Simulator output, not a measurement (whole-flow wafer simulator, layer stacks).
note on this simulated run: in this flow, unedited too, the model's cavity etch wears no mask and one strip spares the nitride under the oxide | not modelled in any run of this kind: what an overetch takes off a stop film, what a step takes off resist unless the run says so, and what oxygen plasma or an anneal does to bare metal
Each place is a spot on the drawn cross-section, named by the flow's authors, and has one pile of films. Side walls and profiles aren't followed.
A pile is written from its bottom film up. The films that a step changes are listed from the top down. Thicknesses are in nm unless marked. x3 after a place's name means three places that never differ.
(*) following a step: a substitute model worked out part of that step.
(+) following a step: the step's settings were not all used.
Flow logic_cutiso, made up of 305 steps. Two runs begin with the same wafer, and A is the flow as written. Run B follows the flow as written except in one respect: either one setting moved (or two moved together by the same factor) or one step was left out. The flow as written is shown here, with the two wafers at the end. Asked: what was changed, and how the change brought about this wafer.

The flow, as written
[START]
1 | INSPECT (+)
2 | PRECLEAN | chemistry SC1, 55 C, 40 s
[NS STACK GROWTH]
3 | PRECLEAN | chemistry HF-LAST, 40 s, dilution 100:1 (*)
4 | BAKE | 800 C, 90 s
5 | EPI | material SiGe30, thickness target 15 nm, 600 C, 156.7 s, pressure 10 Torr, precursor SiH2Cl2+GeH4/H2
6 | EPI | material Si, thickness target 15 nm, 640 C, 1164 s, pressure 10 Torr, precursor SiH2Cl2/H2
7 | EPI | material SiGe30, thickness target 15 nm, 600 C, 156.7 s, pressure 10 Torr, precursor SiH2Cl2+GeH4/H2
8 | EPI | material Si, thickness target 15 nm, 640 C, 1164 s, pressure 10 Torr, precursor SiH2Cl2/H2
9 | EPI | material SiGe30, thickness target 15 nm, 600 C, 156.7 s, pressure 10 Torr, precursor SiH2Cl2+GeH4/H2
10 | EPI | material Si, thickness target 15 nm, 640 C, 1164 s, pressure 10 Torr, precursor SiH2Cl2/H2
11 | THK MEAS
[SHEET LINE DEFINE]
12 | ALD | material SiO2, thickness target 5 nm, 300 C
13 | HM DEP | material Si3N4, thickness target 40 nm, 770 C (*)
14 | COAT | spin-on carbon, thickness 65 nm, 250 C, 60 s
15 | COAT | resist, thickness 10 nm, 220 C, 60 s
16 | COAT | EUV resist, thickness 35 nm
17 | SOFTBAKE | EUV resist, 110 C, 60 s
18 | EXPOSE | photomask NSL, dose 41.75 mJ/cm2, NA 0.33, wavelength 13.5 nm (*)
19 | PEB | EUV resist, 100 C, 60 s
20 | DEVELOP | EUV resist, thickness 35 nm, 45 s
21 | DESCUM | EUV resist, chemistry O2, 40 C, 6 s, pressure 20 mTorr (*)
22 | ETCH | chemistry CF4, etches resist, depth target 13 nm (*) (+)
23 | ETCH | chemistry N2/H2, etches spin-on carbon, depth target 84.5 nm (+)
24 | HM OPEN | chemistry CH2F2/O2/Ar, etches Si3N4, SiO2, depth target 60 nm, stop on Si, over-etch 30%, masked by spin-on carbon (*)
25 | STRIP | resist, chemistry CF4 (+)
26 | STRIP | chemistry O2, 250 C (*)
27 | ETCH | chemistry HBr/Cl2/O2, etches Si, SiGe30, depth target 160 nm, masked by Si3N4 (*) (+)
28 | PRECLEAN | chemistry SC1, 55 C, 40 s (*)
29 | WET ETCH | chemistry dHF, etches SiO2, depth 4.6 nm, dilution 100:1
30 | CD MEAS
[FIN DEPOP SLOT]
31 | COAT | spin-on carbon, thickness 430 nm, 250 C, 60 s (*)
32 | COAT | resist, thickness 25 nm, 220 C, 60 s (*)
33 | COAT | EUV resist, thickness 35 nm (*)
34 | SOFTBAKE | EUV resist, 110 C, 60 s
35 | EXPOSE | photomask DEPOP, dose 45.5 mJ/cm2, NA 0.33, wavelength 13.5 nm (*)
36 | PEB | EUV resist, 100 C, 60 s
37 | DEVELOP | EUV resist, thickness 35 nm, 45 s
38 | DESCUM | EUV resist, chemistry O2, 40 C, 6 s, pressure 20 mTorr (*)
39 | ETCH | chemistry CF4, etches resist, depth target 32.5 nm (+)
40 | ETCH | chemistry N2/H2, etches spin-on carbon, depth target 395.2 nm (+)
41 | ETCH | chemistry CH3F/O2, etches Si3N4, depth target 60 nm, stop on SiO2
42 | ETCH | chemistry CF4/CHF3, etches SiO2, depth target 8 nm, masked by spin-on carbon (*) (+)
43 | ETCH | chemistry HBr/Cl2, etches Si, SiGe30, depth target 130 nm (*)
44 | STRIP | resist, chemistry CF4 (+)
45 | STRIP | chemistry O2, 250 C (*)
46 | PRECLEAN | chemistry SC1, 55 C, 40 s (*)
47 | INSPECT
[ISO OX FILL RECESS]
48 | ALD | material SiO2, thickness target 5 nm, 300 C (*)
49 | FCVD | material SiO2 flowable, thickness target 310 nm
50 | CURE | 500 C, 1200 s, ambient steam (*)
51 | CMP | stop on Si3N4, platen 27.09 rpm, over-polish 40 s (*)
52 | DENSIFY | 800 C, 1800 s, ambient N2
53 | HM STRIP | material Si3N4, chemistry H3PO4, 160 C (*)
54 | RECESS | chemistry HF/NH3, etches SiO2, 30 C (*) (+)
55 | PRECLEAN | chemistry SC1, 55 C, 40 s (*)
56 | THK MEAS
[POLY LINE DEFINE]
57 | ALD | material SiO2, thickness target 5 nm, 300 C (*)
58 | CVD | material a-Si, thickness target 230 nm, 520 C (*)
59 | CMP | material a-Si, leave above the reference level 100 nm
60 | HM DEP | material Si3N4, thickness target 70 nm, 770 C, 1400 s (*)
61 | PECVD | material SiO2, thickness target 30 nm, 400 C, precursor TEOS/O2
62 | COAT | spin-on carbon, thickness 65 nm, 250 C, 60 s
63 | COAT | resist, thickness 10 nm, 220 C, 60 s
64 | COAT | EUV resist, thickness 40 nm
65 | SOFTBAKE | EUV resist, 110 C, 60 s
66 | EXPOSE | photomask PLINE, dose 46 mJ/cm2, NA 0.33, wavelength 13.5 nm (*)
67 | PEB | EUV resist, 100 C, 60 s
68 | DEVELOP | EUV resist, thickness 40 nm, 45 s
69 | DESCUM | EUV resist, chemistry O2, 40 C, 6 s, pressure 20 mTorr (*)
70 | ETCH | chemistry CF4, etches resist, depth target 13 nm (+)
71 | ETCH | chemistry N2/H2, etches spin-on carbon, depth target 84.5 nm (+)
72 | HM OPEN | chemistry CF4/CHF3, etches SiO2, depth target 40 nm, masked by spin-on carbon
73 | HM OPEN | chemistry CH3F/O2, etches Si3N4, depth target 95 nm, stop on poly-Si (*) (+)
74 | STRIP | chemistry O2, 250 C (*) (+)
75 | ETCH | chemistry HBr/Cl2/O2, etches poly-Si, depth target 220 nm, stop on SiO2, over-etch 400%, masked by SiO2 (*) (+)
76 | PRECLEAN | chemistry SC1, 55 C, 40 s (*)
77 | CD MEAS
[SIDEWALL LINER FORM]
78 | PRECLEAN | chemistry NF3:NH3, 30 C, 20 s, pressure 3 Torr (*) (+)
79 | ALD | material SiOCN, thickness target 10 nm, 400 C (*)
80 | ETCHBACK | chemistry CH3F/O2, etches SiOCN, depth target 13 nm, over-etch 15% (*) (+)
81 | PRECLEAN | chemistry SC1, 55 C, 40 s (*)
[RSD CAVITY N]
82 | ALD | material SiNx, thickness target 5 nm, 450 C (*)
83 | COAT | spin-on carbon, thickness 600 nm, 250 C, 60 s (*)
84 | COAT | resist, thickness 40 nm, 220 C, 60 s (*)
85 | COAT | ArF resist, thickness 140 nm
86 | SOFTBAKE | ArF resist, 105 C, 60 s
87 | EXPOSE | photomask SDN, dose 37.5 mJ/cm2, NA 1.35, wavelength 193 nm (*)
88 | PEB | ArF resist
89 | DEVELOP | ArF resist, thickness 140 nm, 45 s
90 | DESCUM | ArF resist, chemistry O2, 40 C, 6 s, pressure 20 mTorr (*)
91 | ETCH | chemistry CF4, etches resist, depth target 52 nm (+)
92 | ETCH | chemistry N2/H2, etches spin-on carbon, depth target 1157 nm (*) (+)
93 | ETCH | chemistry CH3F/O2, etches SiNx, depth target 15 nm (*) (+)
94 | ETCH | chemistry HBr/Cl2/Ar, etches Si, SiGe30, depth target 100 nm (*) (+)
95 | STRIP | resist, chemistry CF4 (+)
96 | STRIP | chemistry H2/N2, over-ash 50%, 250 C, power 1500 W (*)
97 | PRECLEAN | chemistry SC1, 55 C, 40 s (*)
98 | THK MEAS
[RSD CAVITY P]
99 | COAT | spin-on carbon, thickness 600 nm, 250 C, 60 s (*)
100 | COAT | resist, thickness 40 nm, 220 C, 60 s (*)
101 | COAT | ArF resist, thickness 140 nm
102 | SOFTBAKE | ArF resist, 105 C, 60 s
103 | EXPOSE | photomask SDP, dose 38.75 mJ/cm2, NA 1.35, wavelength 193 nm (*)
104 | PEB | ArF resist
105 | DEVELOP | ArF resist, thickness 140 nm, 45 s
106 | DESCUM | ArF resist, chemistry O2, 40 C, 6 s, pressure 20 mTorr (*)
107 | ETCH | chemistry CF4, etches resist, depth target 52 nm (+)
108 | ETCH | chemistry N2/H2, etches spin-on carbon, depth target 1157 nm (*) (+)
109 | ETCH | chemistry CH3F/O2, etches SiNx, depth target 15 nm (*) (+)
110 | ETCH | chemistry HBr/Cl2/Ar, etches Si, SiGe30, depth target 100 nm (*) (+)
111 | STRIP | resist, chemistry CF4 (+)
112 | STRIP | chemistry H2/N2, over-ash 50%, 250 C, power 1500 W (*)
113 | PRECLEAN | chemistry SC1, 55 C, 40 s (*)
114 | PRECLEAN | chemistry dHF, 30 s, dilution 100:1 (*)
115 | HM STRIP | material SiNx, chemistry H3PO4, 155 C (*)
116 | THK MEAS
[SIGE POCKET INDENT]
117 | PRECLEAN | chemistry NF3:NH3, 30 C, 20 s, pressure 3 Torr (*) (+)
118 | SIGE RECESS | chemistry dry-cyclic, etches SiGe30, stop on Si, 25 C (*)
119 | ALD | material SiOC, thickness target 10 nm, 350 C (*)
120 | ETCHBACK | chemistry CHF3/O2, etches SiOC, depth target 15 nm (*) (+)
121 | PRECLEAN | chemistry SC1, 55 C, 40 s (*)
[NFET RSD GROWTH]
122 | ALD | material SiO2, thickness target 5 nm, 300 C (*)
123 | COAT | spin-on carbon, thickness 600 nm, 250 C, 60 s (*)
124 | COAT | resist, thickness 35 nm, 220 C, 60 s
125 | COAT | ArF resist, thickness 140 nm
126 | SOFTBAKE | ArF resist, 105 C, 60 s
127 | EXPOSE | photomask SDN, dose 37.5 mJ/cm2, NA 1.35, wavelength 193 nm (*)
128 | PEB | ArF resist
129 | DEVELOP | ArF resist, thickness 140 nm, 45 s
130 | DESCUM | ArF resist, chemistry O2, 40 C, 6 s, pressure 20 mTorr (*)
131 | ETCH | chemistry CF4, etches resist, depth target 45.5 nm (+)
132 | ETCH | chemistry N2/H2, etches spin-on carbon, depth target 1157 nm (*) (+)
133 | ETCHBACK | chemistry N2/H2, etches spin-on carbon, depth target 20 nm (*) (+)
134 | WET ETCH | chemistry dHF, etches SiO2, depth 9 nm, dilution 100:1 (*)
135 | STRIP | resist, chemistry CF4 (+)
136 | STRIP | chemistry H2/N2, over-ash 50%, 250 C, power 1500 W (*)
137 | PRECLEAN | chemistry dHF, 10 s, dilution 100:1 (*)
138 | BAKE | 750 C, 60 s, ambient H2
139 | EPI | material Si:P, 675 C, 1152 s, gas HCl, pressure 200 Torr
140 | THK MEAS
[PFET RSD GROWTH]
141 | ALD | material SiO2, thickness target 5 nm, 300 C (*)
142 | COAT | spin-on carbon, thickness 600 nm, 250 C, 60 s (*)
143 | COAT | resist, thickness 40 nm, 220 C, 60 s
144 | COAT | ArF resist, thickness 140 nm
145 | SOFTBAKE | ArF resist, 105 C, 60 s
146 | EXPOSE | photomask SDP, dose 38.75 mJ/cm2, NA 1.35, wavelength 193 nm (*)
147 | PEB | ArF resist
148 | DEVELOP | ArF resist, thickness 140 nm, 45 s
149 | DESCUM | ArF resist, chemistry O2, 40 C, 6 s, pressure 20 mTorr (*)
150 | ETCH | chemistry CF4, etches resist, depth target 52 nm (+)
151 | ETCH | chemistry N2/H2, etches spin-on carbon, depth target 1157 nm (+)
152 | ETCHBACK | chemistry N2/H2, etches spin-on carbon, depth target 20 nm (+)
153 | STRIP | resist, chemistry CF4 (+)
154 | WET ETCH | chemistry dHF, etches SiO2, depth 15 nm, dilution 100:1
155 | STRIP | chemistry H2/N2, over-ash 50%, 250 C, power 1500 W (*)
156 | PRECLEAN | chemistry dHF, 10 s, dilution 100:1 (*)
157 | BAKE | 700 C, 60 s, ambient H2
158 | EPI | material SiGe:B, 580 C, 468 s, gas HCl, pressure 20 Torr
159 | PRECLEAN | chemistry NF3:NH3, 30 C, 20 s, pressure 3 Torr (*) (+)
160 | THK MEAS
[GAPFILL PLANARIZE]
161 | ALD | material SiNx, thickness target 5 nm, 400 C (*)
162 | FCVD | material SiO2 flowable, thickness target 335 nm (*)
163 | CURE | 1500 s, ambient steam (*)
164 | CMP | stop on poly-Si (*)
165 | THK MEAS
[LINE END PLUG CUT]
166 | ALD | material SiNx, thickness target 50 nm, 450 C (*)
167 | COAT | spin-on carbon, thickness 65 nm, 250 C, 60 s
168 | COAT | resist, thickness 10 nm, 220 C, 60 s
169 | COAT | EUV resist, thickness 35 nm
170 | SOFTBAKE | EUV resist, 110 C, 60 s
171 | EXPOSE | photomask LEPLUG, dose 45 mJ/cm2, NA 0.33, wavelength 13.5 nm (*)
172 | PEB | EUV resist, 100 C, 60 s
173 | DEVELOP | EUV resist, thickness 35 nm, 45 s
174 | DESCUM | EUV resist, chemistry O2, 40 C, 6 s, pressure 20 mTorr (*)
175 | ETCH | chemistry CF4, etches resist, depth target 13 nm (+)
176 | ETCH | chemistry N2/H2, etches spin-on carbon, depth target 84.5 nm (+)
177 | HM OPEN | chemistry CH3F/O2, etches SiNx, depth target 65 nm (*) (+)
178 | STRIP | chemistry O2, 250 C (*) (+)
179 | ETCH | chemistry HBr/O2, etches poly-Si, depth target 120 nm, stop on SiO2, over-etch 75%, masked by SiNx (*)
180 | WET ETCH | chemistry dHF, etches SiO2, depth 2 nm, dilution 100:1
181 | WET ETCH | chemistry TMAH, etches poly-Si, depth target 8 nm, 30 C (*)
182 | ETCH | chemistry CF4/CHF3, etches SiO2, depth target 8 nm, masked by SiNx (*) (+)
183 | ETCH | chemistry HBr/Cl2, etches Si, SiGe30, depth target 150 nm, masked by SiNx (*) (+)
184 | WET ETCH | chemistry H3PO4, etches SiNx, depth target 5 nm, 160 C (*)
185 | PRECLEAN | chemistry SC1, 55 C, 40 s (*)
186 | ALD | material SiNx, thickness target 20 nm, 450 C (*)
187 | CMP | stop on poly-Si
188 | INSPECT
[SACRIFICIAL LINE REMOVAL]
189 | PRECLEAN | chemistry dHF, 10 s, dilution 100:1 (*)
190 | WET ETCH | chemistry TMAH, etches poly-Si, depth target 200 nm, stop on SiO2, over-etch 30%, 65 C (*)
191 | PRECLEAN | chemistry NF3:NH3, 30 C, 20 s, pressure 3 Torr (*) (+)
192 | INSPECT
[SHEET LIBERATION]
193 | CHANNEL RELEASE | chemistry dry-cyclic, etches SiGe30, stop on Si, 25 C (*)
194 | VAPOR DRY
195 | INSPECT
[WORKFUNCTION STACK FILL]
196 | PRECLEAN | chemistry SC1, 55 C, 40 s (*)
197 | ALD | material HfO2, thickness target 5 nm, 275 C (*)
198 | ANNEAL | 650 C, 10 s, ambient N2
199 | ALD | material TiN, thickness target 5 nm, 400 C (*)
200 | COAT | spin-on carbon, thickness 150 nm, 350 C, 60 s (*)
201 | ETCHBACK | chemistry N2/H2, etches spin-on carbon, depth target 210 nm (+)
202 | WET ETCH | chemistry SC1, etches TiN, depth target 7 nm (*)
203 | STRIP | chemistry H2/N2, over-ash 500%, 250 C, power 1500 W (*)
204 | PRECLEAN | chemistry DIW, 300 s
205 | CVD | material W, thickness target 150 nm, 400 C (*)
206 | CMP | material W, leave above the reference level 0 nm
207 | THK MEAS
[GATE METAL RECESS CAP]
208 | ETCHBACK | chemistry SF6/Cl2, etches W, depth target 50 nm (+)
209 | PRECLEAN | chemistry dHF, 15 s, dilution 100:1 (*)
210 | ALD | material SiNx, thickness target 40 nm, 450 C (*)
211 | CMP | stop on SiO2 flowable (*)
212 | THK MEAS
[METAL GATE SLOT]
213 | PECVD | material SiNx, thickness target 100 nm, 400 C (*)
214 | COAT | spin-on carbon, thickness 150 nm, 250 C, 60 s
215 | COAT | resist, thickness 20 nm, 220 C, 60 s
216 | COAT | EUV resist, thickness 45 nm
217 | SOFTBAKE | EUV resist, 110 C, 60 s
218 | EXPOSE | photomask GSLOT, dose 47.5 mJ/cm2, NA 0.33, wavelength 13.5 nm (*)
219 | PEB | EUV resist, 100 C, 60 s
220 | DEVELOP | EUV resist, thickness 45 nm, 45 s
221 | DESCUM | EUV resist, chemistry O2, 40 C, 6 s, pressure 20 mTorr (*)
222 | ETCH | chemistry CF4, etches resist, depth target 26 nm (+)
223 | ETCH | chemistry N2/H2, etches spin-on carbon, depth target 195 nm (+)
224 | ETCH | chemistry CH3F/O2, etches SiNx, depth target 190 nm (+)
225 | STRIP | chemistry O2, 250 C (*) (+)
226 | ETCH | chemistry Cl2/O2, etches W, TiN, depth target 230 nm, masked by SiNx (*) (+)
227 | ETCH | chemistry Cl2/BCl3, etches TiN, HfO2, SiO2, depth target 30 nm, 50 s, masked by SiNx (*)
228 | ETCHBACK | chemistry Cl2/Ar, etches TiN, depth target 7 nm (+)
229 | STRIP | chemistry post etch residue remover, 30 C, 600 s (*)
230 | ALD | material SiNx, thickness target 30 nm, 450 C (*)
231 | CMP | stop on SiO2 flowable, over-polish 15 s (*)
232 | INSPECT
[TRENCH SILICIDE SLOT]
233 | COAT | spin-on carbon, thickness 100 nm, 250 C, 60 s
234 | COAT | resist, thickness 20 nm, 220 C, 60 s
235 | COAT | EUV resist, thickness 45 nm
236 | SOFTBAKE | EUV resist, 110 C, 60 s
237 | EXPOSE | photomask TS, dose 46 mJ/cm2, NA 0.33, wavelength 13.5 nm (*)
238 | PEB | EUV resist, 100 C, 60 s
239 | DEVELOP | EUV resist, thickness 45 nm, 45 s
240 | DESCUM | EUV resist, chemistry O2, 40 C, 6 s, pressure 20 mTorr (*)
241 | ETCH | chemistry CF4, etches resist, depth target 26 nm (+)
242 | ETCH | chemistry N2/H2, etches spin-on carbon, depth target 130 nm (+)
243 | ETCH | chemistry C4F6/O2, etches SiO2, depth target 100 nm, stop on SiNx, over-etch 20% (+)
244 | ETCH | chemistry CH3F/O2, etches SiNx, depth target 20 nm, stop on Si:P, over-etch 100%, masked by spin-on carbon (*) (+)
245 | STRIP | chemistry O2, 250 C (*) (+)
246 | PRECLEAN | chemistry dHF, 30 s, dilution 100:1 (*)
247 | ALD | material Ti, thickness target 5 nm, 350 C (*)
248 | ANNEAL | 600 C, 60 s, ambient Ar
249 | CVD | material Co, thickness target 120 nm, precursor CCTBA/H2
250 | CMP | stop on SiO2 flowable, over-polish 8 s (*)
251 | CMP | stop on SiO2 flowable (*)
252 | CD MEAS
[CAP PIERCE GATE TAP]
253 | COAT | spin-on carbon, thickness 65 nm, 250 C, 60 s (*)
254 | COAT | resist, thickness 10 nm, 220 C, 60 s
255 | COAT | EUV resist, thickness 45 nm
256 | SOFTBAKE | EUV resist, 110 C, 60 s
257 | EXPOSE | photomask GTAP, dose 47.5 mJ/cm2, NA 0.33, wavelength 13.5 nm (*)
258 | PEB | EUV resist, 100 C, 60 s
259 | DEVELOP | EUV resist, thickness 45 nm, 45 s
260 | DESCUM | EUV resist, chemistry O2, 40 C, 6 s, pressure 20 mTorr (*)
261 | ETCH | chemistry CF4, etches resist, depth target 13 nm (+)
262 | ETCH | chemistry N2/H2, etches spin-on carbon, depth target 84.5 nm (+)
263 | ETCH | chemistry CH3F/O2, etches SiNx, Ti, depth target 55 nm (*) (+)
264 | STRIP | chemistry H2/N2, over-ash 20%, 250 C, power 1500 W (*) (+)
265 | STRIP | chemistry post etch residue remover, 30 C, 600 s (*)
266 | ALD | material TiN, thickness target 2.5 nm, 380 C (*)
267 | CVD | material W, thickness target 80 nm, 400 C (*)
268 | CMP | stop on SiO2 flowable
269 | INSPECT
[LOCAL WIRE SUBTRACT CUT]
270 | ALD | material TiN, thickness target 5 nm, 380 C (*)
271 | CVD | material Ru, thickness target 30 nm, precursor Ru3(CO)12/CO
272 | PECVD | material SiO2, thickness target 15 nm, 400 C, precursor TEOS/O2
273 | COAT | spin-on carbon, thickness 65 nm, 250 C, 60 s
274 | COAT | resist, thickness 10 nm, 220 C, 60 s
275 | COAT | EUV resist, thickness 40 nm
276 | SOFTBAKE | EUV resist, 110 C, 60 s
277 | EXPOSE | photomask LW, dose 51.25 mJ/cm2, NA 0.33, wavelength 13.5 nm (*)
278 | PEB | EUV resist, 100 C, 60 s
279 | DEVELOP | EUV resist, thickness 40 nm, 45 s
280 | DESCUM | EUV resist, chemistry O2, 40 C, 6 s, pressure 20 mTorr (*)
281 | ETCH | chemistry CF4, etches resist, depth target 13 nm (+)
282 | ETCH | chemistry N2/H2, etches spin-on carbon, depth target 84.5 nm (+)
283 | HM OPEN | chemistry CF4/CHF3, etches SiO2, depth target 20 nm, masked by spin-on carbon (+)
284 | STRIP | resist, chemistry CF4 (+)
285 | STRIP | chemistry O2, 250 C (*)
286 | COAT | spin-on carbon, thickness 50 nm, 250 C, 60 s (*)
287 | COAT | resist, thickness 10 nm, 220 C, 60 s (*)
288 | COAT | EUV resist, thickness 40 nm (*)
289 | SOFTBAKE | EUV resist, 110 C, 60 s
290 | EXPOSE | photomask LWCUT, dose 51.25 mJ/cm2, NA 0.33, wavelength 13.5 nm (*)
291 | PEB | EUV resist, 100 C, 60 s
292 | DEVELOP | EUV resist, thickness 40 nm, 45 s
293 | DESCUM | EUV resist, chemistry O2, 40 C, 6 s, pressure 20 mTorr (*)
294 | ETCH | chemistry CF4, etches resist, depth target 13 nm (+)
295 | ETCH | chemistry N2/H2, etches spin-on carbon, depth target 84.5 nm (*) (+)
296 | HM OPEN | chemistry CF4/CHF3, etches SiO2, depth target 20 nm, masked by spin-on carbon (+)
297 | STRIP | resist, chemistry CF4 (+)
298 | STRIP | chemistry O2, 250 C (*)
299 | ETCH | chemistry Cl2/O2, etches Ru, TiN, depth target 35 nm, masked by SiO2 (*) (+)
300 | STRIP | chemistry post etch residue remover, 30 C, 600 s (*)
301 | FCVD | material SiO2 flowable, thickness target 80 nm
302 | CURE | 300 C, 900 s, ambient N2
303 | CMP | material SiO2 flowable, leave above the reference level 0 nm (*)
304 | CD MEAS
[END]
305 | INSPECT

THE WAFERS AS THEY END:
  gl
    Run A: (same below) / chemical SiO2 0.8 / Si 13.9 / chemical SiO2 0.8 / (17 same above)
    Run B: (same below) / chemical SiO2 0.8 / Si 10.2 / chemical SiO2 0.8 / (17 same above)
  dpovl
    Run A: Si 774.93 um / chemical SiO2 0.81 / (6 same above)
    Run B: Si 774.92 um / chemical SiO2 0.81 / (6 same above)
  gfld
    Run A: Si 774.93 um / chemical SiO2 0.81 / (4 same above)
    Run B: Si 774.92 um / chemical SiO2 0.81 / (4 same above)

The reason: step 6, EPI: 873.3 s was run, whereas the flow has 1164 s.

Step by step, how the change led to this:
  6 | EPI | material Si, thickness target 15 nm, 640 C, 1164 s, pressure 10 Torr, precursor SiH2Cl2/H2
      depop, dpovl, gfld and 19 more: A +15 Si (new film) | B +11.3 Si (new film)
  27 | ETCH | chemistry HBr/Cl2/O2, etches Si, SiGe30, depth target 160 nm, masked by Si3N4 (*) (+)
      gfld, gxf, iso, lnri: A -0.79 chemical SiO2 (all of it), -11.4 Si (all of it), -15 SiGe30 (all of it), -15 Si (all of it), -15 SiGe30 (all of it), -15 Si (all of it), -15 SiGe30 (all of it), -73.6 Si | B -0.79 chemical SiO2 (all of it), -11.4 Si (all of it), -15 SiGe30 (all of it), -15 Si (all of it), -15 SiGe30 (all of it), -11.3 Si (all of it), -15 SiGe30 (all of it), -77.4 Si
      dpovl, nsgap: A -0.79 chemical SiO2 (all of it), -11.8 Si (all of it), -15 SiGe30 (all of it), -15 Si (all of it), -15 SiGe30 (all of it), -15 Si (all of it), -15 SiGe30 (all of it), -73.2 Si | B -0.79 chemical SiO2 (all of it), -11.8 Si (all of it), -15 SiGe30 (all of it), -15 Si (all of it), -15 SiGe30 (all of it), -11.3 Si (all of it), -15 SiGe30 (all of it), -77 Si
      (and at 1 other place as well)
  43 | ETCH | chemistry HBr/Cl2, etches Si, SiGe30, depth target 130 nm (*)
      depop: A -14 Si (all of it), -15 SiGe30 (all of it), -15 Si (all of it), -15 SiGe30 (all of it), -15 Si (all of it), -15 SiGe30 (all of it), -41 Si | B -14 Si (all of it), -15 SiGe30 (all of it), -15 Si (all of it), -15 SiGe30 (all of it), -11.3 Si (all of it), -15 SiGe30 (all of it), -44.7 Si
  94 | ETCH | chemistry HBr/Cl2/Ar, etches Si, SiGe30, depth target 100 nm (*) (+)
      rsdn, rsdx: A -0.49 chemical SiO2 (all of it), -12.8 Si (all of it), -15 SiGe30 (all of it), -15 Si (all of it), -15 SiGe30 (all of it), -15 Si (all of it), -15 SiGe30 (all of it), -12.2 Si | B -0.49 chemical SiO2 (all of it), -12.8 Si (all of it), -15 SiGe30 (all of it), -15 Si (all of it), -15 SiGe30 (all of it), -11.3 Si (all of it), -15 SiGe30 (all of it), -15.9 Si
  110 | ETCH | chemistry HBr/Cl2/Ar, etches Si, SiGe30, depth target 100 nm (*) (+)
      rsdp, rsdw: A -0.49 chemical SiO2 (all of it), -12.8 Si (all of it), -15 SiGe30 (all of it), -15 Si (all of it), -15 SiGe30 (all of it), -15 Si (all of it), -15 SiGe30 (all of it), -12.2 Si | B -0.49 chemical SiO2 (all of it), -12.8 Si (all of it), -15 SiGe30 (all of it), -15 Si (all of it), -15 SiGe30 (all of it), -11.3 Si (all of it), -15 SiGe30 (all of it), -15.9 Si
  183 | ETCH | chemistry HBr/Cl2, etches Si, SiGe30, depth target 150 nm, masked by SiNx (*) (+)
      plug: A -13.6 Si (all of it), -15 SiGe30 (all of it), -15 Si (all of it), -15 SiGe30 (all of it), -15 Si (all of it), -15 SiGe30 (all of it), -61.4 Si | B -13.6 Si (all of it), -15 SiGe30 (all of it), -15 Si (all of it), -15 SiGe30 (all of it), -11.3 Si (all of it), -15 SiGe30 (all of it), -65.2 Si
